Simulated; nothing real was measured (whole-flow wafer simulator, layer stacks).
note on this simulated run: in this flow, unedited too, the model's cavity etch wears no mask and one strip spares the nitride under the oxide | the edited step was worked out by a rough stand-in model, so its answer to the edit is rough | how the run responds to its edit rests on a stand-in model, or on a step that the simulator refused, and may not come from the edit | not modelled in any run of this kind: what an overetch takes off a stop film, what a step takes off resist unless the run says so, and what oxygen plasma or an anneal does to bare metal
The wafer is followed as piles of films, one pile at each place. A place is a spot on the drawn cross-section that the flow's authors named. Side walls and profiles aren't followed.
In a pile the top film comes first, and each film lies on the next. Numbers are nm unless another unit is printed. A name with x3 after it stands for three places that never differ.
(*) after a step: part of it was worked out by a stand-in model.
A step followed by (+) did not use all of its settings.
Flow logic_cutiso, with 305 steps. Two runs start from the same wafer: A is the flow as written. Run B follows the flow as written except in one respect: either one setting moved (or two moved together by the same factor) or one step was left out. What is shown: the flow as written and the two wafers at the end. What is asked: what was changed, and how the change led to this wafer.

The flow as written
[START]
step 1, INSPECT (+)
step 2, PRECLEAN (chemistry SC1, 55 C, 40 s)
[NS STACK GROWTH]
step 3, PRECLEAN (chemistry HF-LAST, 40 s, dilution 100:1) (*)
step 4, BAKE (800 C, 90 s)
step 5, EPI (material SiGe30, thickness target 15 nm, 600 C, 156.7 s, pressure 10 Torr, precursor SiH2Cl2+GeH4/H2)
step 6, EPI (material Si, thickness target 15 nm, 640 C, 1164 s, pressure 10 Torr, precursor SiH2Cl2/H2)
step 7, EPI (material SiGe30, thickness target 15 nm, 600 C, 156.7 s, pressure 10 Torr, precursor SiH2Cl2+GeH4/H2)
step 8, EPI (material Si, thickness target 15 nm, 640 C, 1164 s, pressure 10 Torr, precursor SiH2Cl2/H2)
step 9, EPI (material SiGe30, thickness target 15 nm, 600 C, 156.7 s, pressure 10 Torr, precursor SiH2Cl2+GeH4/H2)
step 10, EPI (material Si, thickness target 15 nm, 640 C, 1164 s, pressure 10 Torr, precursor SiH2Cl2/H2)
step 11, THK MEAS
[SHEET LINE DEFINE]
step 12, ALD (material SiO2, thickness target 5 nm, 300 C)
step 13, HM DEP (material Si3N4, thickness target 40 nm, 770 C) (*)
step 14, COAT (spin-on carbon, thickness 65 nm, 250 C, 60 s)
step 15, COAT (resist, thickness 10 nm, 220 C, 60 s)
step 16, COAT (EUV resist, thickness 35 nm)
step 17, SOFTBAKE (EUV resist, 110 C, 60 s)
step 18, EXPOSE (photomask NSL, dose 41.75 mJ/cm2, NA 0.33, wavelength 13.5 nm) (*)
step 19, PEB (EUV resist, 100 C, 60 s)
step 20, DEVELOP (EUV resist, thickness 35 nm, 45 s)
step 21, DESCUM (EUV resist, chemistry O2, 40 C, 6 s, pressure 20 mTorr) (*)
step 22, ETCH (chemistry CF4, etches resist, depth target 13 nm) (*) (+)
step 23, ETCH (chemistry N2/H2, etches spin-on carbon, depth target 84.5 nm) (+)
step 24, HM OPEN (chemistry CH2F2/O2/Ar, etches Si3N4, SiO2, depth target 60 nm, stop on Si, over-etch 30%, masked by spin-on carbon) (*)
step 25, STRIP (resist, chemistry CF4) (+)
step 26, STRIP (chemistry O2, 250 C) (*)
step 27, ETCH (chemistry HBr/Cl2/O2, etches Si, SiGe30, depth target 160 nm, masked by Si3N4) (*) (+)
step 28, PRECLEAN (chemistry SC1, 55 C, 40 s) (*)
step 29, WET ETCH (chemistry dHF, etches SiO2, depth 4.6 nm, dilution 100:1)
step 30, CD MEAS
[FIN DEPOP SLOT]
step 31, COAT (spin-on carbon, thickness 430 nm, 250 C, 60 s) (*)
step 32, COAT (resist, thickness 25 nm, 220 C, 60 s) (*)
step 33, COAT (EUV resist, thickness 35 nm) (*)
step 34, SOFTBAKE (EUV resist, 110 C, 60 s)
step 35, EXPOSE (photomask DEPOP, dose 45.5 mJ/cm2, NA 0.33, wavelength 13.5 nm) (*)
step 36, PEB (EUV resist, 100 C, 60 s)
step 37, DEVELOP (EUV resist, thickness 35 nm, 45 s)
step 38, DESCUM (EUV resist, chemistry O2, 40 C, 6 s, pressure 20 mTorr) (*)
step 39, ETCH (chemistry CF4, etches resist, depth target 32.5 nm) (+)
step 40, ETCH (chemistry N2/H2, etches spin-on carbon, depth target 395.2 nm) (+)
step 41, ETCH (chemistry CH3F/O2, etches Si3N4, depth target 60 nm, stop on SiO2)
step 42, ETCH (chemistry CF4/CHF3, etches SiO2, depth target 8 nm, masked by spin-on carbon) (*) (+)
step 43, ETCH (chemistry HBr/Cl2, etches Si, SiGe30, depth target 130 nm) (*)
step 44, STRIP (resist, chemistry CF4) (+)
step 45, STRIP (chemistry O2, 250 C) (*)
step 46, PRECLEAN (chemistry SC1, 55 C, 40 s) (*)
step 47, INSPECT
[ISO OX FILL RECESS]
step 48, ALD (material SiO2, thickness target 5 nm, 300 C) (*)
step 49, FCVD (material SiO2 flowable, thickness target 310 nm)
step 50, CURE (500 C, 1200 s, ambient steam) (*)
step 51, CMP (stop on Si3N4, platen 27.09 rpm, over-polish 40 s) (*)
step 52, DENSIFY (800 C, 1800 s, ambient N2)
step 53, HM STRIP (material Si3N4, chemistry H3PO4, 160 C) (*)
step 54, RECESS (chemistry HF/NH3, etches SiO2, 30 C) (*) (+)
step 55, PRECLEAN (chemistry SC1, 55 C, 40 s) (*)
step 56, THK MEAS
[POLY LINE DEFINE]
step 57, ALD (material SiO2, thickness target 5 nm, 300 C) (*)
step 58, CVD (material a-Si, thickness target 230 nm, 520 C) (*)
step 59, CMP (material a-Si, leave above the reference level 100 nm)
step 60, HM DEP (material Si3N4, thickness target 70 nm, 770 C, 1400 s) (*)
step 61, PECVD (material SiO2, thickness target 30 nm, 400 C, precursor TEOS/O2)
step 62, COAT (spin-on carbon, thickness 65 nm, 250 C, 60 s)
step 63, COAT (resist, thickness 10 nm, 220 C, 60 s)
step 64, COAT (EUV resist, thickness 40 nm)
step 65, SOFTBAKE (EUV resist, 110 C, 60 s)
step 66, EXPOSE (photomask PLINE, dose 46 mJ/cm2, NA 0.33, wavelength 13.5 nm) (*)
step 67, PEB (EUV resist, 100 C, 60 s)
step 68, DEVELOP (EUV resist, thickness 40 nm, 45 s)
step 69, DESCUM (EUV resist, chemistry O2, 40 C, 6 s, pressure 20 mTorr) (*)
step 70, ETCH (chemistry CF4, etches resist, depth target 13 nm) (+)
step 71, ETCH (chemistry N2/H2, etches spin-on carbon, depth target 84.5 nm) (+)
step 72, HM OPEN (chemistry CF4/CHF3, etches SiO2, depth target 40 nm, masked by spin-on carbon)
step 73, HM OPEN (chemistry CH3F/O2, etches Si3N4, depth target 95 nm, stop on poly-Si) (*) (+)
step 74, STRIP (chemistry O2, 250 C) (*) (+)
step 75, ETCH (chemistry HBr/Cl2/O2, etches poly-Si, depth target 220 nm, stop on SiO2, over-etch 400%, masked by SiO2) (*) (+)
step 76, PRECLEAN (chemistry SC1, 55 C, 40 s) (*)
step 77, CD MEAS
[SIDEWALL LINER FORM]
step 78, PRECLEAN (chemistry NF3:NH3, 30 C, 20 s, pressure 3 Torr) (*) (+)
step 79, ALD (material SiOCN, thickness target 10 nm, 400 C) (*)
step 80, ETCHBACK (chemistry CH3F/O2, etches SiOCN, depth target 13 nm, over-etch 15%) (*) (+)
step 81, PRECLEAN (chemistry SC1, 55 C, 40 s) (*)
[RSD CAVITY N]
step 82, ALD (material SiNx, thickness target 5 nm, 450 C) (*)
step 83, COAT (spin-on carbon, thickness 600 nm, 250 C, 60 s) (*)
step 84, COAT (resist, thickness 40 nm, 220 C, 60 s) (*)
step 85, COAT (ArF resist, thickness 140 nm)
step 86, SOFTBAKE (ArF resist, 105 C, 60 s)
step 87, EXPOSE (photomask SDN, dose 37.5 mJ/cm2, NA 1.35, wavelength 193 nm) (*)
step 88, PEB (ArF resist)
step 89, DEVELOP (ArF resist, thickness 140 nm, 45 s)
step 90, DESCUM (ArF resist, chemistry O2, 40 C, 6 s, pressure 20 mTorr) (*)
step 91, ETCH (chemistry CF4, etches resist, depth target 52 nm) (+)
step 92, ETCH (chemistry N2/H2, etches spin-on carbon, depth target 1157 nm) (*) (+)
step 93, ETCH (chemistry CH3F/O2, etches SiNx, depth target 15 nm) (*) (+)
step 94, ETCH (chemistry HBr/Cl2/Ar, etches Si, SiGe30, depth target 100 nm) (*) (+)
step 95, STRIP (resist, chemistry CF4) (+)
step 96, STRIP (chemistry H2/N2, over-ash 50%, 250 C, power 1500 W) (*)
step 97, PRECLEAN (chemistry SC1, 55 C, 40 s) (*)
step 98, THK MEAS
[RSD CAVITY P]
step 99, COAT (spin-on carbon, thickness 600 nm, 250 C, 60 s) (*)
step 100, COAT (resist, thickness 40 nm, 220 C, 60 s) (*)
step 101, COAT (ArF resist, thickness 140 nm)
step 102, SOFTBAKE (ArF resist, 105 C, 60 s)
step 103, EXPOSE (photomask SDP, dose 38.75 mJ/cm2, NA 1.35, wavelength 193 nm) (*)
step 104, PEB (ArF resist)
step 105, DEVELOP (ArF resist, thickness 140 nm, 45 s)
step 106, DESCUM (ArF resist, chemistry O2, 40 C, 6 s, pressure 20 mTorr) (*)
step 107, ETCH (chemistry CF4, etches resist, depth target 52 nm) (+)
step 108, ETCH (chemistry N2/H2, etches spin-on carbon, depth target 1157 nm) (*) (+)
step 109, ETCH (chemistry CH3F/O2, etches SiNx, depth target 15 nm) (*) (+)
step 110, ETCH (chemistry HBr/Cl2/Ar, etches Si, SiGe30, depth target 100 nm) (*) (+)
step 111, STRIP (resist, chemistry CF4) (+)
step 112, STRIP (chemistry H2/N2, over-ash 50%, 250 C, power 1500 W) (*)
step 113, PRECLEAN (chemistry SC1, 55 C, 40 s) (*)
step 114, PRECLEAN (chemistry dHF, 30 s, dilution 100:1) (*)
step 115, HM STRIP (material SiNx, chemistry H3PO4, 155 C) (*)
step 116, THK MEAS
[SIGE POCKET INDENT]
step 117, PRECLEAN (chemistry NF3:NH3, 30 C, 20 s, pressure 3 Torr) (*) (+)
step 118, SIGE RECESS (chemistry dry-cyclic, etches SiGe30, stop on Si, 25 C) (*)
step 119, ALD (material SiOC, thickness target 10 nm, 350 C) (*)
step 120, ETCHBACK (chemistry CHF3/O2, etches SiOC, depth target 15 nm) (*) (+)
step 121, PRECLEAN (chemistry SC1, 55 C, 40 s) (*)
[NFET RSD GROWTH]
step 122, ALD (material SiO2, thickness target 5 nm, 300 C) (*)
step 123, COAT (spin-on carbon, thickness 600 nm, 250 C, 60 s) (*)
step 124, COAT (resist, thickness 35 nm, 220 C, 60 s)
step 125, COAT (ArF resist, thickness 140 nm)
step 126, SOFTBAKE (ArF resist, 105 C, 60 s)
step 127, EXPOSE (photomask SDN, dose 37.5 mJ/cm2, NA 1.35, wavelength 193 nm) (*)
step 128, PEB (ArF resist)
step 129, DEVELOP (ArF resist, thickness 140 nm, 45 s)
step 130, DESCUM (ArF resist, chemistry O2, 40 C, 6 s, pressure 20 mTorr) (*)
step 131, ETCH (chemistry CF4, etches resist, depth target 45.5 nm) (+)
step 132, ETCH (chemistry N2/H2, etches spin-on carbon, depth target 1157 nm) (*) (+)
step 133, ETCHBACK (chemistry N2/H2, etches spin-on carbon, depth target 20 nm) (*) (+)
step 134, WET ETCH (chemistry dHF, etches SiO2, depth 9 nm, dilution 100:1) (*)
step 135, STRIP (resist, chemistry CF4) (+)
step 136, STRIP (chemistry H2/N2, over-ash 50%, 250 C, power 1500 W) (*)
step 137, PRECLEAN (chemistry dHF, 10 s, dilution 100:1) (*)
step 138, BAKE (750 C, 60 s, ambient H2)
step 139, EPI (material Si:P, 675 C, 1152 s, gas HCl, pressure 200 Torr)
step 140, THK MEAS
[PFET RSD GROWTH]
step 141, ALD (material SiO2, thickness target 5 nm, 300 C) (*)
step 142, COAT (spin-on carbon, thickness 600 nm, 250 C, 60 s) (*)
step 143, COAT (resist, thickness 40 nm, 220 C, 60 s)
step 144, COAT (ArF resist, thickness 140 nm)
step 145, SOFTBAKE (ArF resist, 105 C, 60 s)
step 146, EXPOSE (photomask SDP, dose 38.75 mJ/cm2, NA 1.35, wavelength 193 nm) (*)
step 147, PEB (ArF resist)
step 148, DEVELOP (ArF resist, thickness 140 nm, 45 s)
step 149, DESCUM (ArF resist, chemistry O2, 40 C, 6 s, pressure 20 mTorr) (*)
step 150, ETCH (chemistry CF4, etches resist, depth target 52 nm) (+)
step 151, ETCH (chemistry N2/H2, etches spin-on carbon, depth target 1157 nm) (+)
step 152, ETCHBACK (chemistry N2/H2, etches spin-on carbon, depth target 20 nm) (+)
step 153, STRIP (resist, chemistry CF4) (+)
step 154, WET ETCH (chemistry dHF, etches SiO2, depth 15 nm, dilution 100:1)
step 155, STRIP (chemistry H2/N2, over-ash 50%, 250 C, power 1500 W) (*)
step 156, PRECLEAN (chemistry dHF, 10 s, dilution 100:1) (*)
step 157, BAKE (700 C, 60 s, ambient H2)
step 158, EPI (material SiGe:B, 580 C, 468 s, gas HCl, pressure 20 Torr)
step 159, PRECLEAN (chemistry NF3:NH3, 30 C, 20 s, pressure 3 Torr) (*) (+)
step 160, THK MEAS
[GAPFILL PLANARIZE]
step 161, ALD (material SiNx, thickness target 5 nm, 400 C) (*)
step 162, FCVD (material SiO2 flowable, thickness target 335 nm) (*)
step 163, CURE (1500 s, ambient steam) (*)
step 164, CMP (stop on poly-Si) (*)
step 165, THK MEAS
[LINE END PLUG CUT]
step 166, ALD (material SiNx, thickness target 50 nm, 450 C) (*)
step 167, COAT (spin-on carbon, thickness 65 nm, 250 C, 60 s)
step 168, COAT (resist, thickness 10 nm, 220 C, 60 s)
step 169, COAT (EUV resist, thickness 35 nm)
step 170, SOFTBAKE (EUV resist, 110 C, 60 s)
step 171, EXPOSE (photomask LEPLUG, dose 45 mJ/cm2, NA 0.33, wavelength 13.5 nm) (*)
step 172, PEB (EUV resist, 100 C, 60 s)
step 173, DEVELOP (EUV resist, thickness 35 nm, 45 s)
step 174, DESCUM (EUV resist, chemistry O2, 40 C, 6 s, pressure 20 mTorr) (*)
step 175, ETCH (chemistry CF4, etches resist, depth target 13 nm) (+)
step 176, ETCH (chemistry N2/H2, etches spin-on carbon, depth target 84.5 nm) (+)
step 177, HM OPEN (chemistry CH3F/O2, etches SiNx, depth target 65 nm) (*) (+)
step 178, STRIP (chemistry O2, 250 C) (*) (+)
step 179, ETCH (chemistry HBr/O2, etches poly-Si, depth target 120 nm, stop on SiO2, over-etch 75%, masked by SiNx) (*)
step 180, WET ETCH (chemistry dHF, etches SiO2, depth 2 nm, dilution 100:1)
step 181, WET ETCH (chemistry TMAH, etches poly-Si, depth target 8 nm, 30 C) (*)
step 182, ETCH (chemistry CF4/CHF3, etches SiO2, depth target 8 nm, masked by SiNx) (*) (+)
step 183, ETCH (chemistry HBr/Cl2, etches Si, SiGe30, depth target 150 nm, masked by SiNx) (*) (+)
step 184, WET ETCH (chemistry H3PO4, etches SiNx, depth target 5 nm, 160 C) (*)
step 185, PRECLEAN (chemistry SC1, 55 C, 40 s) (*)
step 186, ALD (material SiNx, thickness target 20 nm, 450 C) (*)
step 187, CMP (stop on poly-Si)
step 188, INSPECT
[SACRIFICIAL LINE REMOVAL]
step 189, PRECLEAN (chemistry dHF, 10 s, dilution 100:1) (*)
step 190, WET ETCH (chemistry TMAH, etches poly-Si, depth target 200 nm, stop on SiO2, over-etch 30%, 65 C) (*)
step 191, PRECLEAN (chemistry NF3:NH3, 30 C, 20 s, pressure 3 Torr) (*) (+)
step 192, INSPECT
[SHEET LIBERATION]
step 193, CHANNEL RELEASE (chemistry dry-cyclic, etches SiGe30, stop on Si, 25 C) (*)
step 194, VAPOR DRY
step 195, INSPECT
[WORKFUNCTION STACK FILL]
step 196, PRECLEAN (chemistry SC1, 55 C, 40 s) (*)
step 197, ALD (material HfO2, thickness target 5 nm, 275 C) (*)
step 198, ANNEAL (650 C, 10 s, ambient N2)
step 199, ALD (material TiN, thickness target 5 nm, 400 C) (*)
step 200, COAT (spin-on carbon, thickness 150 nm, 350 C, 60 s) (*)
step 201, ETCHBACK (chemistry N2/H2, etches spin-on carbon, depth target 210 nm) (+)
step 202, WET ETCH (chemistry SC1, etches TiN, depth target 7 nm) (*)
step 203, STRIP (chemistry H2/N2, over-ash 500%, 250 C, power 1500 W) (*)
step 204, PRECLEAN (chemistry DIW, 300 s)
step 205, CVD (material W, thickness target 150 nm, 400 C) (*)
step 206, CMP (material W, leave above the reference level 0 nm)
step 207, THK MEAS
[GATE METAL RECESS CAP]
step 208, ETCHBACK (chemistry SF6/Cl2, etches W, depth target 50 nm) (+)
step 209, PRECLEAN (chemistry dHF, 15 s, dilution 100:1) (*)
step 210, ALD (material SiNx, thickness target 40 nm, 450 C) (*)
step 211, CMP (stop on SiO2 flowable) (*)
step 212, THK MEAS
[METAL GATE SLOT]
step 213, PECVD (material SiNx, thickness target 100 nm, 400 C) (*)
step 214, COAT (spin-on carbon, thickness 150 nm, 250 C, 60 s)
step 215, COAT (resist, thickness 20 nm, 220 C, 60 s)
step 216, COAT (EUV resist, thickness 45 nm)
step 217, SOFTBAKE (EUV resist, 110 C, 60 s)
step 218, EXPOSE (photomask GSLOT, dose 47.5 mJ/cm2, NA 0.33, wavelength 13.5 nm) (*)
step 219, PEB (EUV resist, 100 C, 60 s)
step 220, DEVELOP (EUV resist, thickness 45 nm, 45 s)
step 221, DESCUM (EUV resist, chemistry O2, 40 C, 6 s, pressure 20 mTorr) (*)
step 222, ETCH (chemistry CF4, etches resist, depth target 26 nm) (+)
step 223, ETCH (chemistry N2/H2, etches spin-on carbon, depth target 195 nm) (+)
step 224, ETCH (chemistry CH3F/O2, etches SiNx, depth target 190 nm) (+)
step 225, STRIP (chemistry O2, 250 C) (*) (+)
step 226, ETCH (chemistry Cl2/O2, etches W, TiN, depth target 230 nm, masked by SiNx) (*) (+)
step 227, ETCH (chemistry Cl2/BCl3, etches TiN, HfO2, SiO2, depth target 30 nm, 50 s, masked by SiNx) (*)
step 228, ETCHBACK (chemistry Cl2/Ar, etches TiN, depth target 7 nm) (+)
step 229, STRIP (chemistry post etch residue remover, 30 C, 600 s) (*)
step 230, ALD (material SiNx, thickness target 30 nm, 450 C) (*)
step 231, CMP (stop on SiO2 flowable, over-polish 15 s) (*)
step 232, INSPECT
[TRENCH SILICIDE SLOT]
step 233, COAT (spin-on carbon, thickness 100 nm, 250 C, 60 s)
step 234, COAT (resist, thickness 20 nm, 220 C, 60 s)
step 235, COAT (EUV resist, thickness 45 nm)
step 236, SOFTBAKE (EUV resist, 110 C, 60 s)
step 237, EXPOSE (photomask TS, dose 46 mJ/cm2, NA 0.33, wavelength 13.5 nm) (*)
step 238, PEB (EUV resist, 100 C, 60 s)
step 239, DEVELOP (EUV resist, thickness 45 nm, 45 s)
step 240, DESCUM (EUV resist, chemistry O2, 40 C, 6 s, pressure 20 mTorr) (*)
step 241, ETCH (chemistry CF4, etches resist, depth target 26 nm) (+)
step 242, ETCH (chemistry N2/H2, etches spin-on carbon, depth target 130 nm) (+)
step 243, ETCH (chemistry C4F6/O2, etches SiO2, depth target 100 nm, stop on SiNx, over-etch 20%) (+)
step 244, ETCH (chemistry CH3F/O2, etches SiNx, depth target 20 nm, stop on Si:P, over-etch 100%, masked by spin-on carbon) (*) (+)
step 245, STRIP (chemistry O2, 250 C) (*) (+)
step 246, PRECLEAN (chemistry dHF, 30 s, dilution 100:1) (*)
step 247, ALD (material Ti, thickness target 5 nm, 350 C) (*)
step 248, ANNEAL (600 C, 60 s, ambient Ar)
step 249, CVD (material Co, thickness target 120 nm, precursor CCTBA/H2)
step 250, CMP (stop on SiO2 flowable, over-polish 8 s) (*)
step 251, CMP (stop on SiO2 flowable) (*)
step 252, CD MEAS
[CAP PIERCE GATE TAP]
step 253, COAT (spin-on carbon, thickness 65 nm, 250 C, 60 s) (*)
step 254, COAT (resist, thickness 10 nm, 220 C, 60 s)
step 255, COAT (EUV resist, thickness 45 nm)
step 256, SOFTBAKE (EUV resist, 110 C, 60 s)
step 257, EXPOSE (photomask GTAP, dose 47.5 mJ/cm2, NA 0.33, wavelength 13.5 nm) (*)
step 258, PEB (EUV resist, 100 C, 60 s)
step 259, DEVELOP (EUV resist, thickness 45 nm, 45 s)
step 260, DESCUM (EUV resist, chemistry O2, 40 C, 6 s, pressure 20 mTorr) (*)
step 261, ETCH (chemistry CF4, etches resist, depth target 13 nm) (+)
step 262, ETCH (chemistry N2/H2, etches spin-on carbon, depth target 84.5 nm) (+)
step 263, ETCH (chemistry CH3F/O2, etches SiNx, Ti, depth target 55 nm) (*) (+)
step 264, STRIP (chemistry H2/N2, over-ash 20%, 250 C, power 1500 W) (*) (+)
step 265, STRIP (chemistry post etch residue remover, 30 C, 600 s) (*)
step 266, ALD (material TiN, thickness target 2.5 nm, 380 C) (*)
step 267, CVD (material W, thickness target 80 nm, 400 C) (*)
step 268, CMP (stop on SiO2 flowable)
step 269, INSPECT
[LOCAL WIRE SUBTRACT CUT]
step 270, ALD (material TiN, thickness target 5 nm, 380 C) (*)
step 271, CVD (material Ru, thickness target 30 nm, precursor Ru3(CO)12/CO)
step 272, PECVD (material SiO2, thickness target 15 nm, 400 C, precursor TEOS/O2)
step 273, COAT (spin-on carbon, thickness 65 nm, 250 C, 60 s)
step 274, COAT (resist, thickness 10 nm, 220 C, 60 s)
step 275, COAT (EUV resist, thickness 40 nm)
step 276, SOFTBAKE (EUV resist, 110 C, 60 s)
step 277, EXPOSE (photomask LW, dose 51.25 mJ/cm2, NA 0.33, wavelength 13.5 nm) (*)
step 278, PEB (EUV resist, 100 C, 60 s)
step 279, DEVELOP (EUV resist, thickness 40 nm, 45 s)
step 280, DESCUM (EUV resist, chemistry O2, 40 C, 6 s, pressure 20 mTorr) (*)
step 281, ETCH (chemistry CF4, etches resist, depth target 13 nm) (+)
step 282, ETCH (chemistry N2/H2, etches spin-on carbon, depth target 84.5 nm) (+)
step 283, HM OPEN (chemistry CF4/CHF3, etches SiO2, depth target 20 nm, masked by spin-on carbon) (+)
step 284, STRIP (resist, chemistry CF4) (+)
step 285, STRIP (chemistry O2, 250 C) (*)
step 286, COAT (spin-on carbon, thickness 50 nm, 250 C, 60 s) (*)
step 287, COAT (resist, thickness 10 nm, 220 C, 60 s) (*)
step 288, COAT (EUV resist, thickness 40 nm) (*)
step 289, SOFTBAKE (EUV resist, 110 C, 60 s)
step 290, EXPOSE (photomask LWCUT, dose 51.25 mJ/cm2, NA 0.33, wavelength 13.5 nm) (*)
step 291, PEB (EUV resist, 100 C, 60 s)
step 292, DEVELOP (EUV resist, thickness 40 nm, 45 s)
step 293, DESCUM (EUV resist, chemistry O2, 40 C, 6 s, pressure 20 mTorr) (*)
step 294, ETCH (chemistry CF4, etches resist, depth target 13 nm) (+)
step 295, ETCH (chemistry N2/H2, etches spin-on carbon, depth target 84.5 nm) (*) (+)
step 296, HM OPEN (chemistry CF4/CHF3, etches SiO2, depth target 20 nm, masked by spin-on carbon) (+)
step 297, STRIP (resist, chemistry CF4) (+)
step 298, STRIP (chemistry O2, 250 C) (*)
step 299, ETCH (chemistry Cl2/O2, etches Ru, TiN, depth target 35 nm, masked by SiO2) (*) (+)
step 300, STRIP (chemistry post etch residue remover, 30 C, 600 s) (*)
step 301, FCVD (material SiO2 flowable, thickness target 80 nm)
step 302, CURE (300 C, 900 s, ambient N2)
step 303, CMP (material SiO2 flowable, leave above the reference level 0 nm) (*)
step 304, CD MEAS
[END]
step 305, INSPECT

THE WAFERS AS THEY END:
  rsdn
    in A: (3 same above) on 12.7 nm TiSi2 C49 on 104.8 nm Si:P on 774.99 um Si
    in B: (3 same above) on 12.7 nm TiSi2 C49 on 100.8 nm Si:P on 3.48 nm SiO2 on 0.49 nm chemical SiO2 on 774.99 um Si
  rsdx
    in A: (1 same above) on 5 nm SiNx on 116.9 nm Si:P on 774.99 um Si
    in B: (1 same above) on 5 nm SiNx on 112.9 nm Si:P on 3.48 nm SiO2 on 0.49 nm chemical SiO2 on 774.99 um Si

What caused this: step 132, ETCH: depth target 491.7 nm was run, though the flow has depth target 1157 nm.

The path from the change to this, step by step:
  step 132, ETCH (chemistry N2/H2, etches spin-on carbon, depth target 1157 nm) (*) (+)
      gl, tap: A -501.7 spin-on carbon (all of it), -5 SiO2 (all of it), -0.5 Si3N4 | B -491.7 spin-on carbon
      lnr, lnrt: A -496.5 spin-on carbon (all of it), -5 SiO2 (all of it), -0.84 SiOCN | B -491.7 spin-on carbon
      (also at 18 further places)
  step 133, ETCHBACK (chemistry N2/H2, etches spin-on carbon, depth target 20 nm) (*) (+)
      gl, tap: A -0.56 Si3N4 | B -10 spin-on carbon (all of it), -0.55 SiO2
      lnr, lnrt: A -0.83 SiOCN | B -4.81 spin-on carbon (all of it), -0.84 SiO2
      (also at 3 further places)
  step 134, WET ETCH (chemistry dHF, etches SiO2, depth 9 nm, dilution 100:1) (*)
      gl, tap: A -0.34 Si3N4 | B -4.45 SiO2 (all of it), -0.13 Si3N4
      lnr, lnrt: A -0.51 SiOCN | B -4.16 SiO2 (all of it), -0.43 SiOCN
      (also at 3 further places)
  step 135, STRIP (resist, chemistry CF4) (+)
      depop, dpovl, gfld and 12 more: A -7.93 resist (all of it) | B -18.2 resist (all of it)
      lnr, lnrt: A -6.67 SiOCN | B -15.3 SiOCN
      (also at 3 further places)
  step 136, STRIP (chemistry H2/N2, over-ash 50%, 250 C, power 1500 W) (*)
      rsdn, rsdx: A nothing | B -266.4 spin-on carbon (all of it)
  step 137, PRECLEAN (chemistry dHF, 10 s, dilution 100:1) (*)
      rsdn, rsdx: A nothing | B -1.52 SiO2
  step 139, EPI (material Si:P, 675 C, 1152 s, gas HCl, pressure 200 Torr)
      rsdn, rsdx: A +116.9 Si:P (new film) | B +112.9 Si:P (new film)
  step 141, ALD (material SiO2, thickness target 5 nm, 300 C) (*)
      gxn: A +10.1 SiO2 (new film) | B +14.3 SiO2 (new film)
  step 142, COAT (spin-on carbon, thickness 600 nm, 250 C, 60 s) (*)
      gxn, lnr, lnrt: A +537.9 spin-on carbon (new film) | B +548.9 spin-on carbon (new film)
      gl: A +547.8 spin-on carbon (new film) | B +566.6 spin-on carbon (new film)
      (also at 1 further place)
  step 155, STRIP (chemistry H2/N2, over-ash 50%, 250 C, power 1500 W) (*)
      gxn, lnr, lnrt: A -537.9 spin-on carbon (all of it) | B -548.9 spin-on carbon (all of it)
      gl: A -547.8 spin-on carbon (all of it) | B -566.6 spin-on carbon (all of it)
      (also at 1 further place)
  step 162, FCVD (material SiO2 flowable, thickness target 335 nm) (*)
      lnr, lnrt: A +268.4 SiO2 flowable (new film) | B +275.3 SiO2 flowable (new film)
      gl: A +278.2 SiO2 flowable (new film) | B +292.9 SiO2 flowable (new film)
      (also at 2 further places)
  step 164, CMP (stop on poly-Si) (*)
      lnr, lnrt: A -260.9 SiO2 flowable (all of it), -5 SiNx (all of it), -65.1 SiOCN | B -267.7 SiO2 flowable (all of it), -5 SiNx (all of it), -58.2 SiOCN
      gl: A -270.7 SiO2 flowable (all of it), -5 SiNx (all of it), -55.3 Si3N4 (all of it) | B -285.3 SiO2 flowable (all of it), -5 SiNx (all of it), -40.6 Si3N4 (all of it)
      (also at 2 further places)
